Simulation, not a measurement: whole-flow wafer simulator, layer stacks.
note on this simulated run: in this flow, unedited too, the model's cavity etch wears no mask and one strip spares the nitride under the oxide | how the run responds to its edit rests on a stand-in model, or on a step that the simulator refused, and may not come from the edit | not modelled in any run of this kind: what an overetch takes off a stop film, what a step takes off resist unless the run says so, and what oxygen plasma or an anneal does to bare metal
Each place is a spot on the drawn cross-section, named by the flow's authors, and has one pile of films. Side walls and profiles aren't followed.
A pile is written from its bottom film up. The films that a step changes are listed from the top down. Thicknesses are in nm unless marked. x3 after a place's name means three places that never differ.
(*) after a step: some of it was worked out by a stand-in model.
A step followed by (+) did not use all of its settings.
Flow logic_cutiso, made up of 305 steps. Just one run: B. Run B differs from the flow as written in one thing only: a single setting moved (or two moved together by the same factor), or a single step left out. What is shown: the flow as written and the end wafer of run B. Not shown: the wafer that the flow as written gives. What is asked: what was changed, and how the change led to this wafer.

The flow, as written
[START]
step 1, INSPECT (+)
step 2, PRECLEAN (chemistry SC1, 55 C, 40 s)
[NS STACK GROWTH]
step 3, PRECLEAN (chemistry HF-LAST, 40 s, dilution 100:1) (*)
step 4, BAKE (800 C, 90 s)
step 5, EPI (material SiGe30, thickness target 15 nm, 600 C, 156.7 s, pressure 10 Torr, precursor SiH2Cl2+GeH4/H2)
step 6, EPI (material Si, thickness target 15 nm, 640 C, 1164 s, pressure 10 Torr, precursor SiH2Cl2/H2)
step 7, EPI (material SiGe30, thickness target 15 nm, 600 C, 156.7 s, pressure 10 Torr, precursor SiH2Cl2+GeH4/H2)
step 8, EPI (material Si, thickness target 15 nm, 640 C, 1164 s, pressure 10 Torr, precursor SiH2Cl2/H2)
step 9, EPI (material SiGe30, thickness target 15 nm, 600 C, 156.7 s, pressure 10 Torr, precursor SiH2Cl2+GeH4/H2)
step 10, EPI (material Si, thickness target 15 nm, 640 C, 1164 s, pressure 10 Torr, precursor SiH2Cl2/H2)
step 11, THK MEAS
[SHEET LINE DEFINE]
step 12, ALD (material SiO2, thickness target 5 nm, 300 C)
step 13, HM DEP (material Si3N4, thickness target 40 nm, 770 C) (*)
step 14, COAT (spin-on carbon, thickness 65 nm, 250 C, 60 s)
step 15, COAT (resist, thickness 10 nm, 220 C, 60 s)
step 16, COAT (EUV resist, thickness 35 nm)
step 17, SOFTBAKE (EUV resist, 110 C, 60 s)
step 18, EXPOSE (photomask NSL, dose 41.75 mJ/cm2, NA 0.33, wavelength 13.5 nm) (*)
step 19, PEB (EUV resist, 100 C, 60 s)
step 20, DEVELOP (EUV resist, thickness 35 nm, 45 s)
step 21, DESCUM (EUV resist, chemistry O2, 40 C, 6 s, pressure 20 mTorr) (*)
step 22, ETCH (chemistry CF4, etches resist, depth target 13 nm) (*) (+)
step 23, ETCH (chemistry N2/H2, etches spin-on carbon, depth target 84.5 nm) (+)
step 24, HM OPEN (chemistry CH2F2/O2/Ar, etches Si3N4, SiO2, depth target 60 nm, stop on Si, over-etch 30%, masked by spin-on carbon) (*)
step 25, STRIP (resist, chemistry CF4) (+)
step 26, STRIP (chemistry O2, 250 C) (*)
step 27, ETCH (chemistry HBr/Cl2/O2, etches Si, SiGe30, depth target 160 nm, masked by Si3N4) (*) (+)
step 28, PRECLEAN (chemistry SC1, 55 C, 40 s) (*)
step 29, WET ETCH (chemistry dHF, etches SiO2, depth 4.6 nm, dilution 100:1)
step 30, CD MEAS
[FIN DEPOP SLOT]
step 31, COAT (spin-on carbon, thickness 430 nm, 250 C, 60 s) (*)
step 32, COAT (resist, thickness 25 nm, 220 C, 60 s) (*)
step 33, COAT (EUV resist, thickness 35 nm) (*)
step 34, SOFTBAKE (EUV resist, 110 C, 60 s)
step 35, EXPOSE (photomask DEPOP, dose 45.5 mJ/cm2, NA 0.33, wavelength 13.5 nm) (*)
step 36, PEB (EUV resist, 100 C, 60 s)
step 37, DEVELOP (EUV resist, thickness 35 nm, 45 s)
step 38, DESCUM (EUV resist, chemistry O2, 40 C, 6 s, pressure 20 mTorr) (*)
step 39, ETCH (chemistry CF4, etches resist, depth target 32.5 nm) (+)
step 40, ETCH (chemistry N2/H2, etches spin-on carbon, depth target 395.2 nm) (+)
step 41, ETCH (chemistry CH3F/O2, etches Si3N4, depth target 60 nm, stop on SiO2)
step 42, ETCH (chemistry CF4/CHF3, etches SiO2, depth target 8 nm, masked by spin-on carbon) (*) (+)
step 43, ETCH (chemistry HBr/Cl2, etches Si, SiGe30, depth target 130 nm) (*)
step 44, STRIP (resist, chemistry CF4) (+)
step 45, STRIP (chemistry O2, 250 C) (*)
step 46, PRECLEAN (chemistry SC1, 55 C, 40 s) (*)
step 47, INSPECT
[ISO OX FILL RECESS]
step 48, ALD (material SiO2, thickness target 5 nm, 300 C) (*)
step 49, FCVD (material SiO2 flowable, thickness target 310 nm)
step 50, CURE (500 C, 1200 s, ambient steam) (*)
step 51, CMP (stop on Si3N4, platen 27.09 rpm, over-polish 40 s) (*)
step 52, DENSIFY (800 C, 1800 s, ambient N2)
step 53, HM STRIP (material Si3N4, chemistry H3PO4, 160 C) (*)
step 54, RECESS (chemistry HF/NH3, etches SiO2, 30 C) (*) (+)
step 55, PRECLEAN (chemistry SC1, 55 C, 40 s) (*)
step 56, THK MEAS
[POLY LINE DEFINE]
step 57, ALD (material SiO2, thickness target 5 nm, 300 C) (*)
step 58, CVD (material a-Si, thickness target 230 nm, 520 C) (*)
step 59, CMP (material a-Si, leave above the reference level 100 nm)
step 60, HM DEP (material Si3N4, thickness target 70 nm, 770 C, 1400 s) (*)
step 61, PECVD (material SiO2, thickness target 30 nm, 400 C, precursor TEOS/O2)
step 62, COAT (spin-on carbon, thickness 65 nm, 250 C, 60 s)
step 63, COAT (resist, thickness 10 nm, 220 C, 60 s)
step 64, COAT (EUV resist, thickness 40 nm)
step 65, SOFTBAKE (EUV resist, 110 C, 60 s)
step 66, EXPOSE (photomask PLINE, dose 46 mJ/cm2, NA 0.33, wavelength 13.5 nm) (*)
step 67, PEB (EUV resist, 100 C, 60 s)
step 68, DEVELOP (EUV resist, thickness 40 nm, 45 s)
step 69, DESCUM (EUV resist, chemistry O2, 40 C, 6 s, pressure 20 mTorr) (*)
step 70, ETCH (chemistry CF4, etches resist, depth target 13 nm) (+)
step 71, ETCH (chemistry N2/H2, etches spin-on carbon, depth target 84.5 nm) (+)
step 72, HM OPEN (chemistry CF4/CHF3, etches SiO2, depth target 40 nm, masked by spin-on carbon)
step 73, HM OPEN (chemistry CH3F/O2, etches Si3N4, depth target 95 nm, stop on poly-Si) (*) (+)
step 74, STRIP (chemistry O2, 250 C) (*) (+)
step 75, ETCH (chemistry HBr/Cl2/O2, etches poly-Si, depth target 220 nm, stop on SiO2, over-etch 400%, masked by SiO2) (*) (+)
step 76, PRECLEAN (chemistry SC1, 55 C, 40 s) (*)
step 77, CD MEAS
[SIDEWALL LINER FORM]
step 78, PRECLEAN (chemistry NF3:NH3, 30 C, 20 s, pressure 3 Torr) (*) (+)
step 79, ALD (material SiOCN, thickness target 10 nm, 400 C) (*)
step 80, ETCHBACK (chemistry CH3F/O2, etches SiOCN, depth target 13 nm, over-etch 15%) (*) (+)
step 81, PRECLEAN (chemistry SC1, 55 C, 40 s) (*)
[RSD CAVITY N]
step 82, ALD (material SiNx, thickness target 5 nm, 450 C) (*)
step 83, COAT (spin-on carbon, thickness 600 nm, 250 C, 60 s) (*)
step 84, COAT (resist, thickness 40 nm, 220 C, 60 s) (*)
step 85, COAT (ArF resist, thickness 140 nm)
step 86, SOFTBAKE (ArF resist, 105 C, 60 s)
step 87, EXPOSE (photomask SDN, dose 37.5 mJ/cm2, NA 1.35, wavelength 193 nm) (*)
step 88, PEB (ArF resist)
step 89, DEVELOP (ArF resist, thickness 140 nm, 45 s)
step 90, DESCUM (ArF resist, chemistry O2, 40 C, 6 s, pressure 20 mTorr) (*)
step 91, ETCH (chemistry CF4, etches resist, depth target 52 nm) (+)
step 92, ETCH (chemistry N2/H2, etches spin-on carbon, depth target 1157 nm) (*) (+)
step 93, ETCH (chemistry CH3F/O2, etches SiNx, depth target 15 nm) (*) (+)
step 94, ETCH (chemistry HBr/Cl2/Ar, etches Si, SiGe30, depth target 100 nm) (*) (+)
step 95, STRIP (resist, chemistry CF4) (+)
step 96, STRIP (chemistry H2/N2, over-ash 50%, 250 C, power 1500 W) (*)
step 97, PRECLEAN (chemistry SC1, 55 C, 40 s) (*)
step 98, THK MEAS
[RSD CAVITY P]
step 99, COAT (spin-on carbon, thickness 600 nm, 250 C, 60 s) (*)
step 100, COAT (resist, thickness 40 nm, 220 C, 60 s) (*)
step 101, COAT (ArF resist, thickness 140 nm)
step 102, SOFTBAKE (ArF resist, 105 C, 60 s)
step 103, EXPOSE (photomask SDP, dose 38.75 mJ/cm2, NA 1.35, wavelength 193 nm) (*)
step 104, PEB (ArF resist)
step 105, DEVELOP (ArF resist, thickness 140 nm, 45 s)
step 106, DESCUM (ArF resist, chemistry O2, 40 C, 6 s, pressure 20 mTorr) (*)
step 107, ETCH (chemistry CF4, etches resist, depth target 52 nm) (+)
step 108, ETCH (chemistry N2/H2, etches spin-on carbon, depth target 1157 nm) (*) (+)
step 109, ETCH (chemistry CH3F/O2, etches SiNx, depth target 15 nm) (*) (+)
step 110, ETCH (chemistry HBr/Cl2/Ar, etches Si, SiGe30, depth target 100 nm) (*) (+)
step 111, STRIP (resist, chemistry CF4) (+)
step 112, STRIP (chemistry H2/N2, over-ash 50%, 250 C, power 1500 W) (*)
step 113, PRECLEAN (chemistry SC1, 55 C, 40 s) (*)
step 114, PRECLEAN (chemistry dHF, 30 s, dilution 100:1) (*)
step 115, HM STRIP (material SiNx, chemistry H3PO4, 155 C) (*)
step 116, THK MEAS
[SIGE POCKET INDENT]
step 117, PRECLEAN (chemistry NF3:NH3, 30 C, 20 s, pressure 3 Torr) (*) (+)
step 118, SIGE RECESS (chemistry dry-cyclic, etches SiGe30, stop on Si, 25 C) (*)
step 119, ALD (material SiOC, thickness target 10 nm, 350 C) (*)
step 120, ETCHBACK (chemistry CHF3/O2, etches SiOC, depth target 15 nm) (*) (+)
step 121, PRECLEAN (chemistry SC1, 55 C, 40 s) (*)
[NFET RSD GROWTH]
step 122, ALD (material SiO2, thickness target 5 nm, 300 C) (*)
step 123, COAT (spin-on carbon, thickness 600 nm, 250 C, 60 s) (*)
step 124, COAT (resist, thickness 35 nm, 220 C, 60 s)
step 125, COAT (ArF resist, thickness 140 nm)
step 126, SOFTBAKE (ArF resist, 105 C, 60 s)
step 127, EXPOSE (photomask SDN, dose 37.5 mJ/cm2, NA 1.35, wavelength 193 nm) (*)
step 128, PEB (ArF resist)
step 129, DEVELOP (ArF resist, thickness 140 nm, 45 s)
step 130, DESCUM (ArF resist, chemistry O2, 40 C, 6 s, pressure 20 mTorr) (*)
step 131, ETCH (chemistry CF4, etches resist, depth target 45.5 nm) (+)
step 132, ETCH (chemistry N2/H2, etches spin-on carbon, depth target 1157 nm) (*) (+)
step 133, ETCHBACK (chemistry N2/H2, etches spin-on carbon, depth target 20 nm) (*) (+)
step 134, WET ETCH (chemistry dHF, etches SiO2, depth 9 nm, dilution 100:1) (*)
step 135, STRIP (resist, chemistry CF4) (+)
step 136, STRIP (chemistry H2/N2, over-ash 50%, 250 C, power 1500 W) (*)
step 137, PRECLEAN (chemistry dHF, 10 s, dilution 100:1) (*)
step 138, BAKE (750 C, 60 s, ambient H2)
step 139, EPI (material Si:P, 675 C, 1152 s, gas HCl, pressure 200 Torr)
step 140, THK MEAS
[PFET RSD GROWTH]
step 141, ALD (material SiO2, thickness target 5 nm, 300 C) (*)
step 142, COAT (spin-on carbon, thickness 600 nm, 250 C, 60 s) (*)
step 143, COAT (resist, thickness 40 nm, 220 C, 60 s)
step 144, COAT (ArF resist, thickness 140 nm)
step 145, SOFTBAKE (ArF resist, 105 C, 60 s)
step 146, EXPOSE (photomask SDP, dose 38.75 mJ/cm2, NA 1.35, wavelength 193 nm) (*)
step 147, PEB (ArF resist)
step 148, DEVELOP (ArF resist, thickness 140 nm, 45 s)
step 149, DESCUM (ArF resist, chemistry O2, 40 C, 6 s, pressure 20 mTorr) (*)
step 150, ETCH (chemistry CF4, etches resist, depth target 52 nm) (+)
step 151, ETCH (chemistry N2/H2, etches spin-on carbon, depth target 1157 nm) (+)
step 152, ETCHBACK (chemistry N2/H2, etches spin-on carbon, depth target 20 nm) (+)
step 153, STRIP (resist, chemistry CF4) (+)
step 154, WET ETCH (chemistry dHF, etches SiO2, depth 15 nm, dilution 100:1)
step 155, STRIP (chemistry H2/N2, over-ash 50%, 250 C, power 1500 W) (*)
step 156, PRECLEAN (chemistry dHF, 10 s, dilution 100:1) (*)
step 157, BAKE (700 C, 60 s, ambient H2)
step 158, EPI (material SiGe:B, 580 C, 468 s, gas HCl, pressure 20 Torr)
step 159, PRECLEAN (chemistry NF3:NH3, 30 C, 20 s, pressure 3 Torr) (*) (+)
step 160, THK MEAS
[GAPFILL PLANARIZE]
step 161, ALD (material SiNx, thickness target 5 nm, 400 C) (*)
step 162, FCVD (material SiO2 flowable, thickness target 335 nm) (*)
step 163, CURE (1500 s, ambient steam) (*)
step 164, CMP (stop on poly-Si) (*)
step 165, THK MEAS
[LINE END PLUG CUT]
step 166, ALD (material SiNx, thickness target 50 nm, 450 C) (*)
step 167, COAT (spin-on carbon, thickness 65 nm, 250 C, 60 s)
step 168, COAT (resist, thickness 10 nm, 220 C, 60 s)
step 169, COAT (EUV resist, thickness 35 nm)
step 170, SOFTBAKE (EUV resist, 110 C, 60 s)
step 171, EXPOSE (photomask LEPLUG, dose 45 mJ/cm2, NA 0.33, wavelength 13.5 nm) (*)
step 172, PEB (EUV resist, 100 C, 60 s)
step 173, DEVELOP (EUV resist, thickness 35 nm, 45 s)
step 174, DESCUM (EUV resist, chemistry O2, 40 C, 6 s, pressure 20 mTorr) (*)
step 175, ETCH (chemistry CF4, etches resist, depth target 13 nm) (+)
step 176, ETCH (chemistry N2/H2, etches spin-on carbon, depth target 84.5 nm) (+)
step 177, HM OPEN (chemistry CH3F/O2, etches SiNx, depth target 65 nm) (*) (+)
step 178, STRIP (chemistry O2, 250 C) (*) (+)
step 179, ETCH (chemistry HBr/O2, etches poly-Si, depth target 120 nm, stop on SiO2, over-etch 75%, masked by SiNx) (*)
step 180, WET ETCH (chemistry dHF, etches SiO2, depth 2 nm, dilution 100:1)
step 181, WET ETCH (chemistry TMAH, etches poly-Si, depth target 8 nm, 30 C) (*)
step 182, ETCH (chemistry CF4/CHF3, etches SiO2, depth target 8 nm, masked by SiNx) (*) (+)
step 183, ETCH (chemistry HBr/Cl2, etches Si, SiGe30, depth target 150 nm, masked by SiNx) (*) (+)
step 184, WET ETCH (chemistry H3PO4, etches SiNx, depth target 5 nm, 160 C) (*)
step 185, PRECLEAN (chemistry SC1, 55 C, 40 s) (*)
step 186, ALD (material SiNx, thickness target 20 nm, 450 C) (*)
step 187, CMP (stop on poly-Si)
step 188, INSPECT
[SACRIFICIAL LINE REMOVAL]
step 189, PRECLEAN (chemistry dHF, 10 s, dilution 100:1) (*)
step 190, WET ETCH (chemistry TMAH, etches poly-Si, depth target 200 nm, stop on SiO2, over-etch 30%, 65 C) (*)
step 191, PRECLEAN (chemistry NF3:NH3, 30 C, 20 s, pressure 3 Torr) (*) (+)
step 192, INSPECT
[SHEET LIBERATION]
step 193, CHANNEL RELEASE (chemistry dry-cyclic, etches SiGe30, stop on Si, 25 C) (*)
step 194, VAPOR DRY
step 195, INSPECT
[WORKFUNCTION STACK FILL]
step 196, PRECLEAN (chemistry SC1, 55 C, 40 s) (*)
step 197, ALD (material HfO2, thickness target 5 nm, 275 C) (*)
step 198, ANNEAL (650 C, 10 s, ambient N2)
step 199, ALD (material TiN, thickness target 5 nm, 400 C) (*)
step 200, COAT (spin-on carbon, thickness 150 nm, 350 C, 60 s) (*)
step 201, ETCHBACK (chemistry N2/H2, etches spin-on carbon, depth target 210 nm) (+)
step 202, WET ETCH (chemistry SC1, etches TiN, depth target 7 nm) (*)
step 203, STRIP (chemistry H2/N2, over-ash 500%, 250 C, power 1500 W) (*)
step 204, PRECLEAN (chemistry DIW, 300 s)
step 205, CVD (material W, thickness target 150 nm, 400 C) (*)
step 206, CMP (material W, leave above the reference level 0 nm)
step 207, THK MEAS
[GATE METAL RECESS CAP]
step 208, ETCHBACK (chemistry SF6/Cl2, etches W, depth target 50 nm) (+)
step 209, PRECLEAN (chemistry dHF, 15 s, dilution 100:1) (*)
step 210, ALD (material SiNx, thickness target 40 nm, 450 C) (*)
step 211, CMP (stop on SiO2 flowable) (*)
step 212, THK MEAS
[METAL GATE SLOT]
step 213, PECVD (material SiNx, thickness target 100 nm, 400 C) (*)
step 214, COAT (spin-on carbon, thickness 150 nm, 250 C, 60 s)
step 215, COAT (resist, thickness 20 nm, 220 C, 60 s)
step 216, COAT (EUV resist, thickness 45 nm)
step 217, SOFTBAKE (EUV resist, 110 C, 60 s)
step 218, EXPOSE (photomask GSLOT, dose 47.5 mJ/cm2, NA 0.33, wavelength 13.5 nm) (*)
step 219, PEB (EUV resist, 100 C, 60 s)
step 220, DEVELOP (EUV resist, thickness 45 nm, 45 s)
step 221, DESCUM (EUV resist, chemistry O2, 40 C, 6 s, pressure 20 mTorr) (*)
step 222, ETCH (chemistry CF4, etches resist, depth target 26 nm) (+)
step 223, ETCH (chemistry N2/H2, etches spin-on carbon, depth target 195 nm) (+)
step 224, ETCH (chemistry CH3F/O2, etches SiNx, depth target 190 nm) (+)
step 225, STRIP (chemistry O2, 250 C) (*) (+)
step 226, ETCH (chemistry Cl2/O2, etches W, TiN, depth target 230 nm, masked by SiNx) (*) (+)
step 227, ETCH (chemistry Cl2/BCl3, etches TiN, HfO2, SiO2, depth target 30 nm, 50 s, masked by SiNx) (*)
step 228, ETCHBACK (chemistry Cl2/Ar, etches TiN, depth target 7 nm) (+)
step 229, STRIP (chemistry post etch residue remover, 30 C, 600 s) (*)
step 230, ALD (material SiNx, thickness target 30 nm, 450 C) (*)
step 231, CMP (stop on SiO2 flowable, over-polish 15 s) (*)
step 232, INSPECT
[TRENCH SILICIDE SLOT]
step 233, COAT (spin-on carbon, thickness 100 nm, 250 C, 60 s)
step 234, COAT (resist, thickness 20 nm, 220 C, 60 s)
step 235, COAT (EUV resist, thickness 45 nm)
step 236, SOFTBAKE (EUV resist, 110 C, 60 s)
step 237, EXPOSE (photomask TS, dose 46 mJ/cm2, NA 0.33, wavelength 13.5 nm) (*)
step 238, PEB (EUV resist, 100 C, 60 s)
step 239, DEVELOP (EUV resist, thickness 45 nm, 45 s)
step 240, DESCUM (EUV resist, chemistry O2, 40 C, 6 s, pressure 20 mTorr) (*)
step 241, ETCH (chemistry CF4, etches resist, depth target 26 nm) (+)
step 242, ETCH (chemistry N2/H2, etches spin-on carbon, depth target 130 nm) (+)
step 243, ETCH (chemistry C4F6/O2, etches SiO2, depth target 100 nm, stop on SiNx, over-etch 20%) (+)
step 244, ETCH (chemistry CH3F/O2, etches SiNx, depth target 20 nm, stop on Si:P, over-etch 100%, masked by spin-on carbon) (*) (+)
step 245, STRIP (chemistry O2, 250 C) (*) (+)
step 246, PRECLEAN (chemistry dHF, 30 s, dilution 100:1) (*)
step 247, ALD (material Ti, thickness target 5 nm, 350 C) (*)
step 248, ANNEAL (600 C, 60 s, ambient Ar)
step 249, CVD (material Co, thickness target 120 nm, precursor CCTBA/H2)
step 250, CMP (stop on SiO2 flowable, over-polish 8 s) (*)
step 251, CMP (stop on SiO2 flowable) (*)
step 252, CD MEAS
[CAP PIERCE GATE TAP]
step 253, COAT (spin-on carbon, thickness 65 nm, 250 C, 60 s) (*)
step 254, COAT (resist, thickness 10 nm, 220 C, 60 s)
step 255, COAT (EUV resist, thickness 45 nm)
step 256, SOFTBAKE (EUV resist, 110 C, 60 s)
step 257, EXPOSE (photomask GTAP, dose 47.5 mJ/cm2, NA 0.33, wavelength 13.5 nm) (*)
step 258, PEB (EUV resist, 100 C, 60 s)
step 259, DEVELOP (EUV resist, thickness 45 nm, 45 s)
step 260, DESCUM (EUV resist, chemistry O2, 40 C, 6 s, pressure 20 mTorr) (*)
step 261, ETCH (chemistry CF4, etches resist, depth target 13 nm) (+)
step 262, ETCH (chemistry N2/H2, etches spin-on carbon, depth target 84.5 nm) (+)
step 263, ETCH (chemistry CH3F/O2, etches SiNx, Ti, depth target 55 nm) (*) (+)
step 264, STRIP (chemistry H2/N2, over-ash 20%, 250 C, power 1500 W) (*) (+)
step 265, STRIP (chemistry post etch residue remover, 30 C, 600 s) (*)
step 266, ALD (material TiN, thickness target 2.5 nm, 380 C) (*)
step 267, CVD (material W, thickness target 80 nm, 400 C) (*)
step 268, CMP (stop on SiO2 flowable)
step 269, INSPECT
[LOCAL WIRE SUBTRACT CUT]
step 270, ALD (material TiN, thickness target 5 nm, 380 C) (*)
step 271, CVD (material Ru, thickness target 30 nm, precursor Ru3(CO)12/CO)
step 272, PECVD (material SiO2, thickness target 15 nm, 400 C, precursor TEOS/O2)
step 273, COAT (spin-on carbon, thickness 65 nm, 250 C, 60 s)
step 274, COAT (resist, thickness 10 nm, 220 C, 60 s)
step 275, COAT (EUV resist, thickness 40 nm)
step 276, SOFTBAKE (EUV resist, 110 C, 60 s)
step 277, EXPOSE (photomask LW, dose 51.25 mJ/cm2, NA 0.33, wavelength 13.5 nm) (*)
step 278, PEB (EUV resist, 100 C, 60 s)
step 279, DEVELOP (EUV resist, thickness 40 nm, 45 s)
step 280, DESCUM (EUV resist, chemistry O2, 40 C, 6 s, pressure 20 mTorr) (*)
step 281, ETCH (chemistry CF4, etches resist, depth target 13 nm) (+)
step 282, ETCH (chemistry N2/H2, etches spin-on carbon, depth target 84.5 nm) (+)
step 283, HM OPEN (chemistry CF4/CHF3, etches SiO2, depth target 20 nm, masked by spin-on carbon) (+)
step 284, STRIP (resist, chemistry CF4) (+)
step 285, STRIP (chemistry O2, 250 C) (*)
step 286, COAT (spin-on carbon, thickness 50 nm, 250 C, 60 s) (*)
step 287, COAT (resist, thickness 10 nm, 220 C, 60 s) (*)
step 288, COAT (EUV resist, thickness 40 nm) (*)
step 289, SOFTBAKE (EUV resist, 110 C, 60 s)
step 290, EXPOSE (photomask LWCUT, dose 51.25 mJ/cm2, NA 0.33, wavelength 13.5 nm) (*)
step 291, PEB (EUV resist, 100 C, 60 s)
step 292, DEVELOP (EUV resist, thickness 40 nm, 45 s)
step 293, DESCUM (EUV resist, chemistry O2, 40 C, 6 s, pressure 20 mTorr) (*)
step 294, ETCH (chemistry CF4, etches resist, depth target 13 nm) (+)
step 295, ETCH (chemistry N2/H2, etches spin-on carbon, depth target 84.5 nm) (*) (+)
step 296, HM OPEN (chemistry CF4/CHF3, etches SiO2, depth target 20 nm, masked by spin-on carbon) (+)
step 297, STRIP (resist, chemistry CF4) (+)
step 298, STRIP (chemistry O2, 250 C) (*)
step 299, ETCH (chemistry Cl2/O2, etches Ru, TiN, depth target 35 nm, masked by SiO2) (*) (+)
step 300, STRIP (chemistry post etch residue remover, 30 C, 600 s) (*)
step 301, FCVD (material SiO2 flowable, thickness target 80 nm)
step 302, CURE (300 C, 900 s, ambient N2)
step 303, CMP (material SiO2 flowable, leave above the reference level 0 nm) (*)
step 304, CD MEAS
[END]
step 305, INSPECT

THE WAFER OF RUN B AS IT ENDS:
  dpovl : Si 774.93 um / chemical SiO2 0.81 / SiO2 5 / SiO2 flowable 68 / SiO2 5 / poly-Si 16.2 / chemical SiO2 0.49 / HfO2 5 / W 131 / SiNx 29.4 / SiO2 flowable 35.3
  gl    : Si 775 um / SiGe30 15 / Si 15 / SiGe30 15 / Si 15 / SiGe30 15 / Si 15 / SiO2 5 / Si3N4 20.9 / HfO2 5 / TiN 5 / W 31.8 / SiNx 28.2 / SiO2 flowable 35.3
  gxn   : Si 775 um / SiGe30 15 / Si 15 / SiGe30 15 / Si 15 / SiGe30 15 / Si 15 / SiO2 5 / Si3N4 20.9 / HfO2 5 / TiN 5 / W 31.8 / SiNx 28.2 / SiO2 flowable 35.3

The reason: step 53, HM STRIP: material Si3N4, chemistry H3PO4, 160 C (*), was skipped.

The path from the change to this, step by step:
  step 54, RECESS (chemistry HF/NH3, etches SiO2, 30 C) (*) (+)
      gl, glp, gxn and 11 more: nothing (as written it would have been: -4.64 SiO2 (all of it))
  step 55, PRECLEAN (chemistry SC1, 55 C, 40 s) (*)
      gl, glp, gxn and 11 more: nothing (as written it would have been: +0.49 chemical SiO2 (new film), -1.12 Si)
  step 58, CVD (material a-Si, thickness target 230 nm, 520 C) (*)
      depop, dpovl, isow, nsgap: +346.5 a-Si (new film) (as written it would have been: +319.4 a-Si (new film))
      gfld, gxf, iso, lnri: +346.5 a-Si (new film) (as written it would have been: +299.4 a-Si (new film))
  step 59, CMP (material a-Si, leave above the reference level 100 nm)
      gfld, gxf, iso, lnri: -130 a-Si (as written it would have been: -109.9 a-Si)
  step 60, HM DEP (material Si3N4, thickness target 70 nm, 770 C, 1400 s) (*)
      depop, dpovl, gfld, gxf, iso, isow, lnri, nsgap: +70 Si3N4 (new film), +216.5 poly-Si (new film), -216.5 a-Si (all of it) (as written it would have been: +70 Si3N4 (new film), +189.4 poly-Si (new film), -189.4 a-Si (all of it))
  step 75, ETCH (chemistry HBr/Cl2/O2, etches poly-Si, depth target 220 nm, stop on SiO2, over-etch 400%, masked by SiO2) (*) (+)
      depop, dpovl, gfld and 10 more: -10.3 SiO2 (as written it would have been: -9.58 SiO2)
      iso, lnri: -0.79 chemical SiO2 (all of it), -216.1 poly-Si (all of it), -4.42 SiO2 (as written it would have been: -0.79 chemical SiO2 (all of it), -189.1 poly-Si (all of it), -4.55 SiO2)
  step 78, PRECLEAN (chemistry NF3:NH3, 30 C, 20 s, pressure 3 Torr) (*) (+)
      lnr, lnrp, lnrt, rsdn, rsdp, rsdw, rsdx: -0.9 Si3N4 (as written it would have been: -0.52 chemical SiO2 (all of it))
  step 80, ETCHBACK (chemistry CH3F/O2, etches SiOCN, depth target 13 nm, over-etch 15%) (*) (+)
      rsdn, rsdp, rsdw, rsdx: -10 SiOCN (all of it), -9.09 Si3N4 (as written it would have been: -10 SiOCN (all of it), -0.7 Si)
      lnri: +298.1 SiOCN (as written it would have been: +271.9 SiOCN)
  step 83, COAT (spin-on carbon, thickness 600 nm, 250 C, 60 s) (*)
      iso: +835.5 spin-on carbon (new film) (as written it would have been: +813.5 spin-on carbon (new film))
  step 93, ETCH (chemistry CH3F/O2, etches SiNx, depth target 15 nm) (*) (+)
      rsdn, rsdx: -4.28 SiNx (all of it), -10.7 Si3N4 (as written it would have been: -4.16 SiNx (all of it))
      depop, dpovl, gfld and 12 more: -3 resist (as written it would have been: -0.83 resist)
      (also at 5 further places)
  step 94, ETCH (chemistry HBr/Cl2/Ar, etches Si, SiGe30, depth target 100 nm) (*) (+)
      rsdn, rsdx: nothing (as written it would have been: -0.49 chemical SiO2 (all of it), -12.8 Si (all of it), -15 SiGe30 (all of it), -15 Si (all of it), -15 SiGe30 (all of it), -15 Si (all of it), -15 SiGe30 (all of it), -12.2 Si)
  step 95, STRIP (resist, chemistry CF4) (+)
      gl, gxn, tap: -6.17 SiO2 (as written it would have been: nothing)
      rsdn, rsdx: -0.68 Si3N4 (all of it) (as written it would have been: nothing)
      (also at 17 further places)
  step 96, STRIP (chemistry H2/N2, over-ash 50%, 250 C, power 1500 W) (*)
      iso: -835.5 spin-on carbon (all of it) (as written it would have been: -813.5 spin-on carbon (all of it))
  step 99, COAT (spin-on carbon, thickness 600 nm, 250 C, 60 s) (*)
      gl, gxn: +530.6 spin-on carbon (new film) (as written it would have been: +514.9 spin-on carbon (new film))
      rsdp, rsdw: +714.5 spin-on carbon (new film) (as written it would have been: +697.7 spin-on carbon (new film))
      (also at 6 further places)
  step 108, ETCH (chemistry N2/H2, etches spin-on carbon, depth target 1157 nm) (*) (+)
      rsdp, rsdw: -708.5 spin-on carbon (all of it), -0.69 SiNx (as written it would have been: -691.7 spin-on carbon (all of it), -0.73 SiNx)
  step 109, ETCH (chemistry CH3F/O2, etches SiNx, depth target 15 nm) (*) (+)
      rsdp, rsdw: -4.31 SiNx (all of it), -10.7 Si3N4 (as written it would have been: -4.26 SiNx (all of it))
      depop, dpovl, gfld and 14 more: -3 resist (as written it would have been: -0.85 resist)
      (also at 3 further places)
  ... 43 other steps ...
  step 249, CVD (material Co, thickness target 120 nm, precursor CCTBA/H2)
      rsdp, rsdw: +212 Co (new film) (as written it would have been: +186 Co (new film))
      rsdn: +213.9 Co (new film) (as written it would have been: +187.9 Co (new film))
Taking metal films that touch as one body, gl has 1 body; the flow as written gives 4 bodies (between them, from the top down: HfO2 5 / chemical SiO2 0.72 / Si 12.9 / chemical SiO2 0.8 / HfO2 5; HfO2 5 / chemical SiO2 0.8 / Si 13.9 / chemical SiO2 0.8 / HfO2 5; HfO2 5 / chemical SiO2 0.8 / Si 13.9 / chemical SiO2 0.8 / HfO2 5).
Taking metal films that touch as one body, gxn has 1 body; the flow as written gives 4 bodies (between them, from the top down: HfO2 5 / chemical SiO2 0.72 / Si 12.9 / chemical SiO2 0.8 / HfO2 5; HfO2 5 / chemical SiO2 0.8 / Si 13.9 / chemical SiO2 0.8 / HfO2 5; HfO2 5 / chemical SiO2 0.8 / Si 13.9 / chemical SiO2 0.8 / HfO2 5).
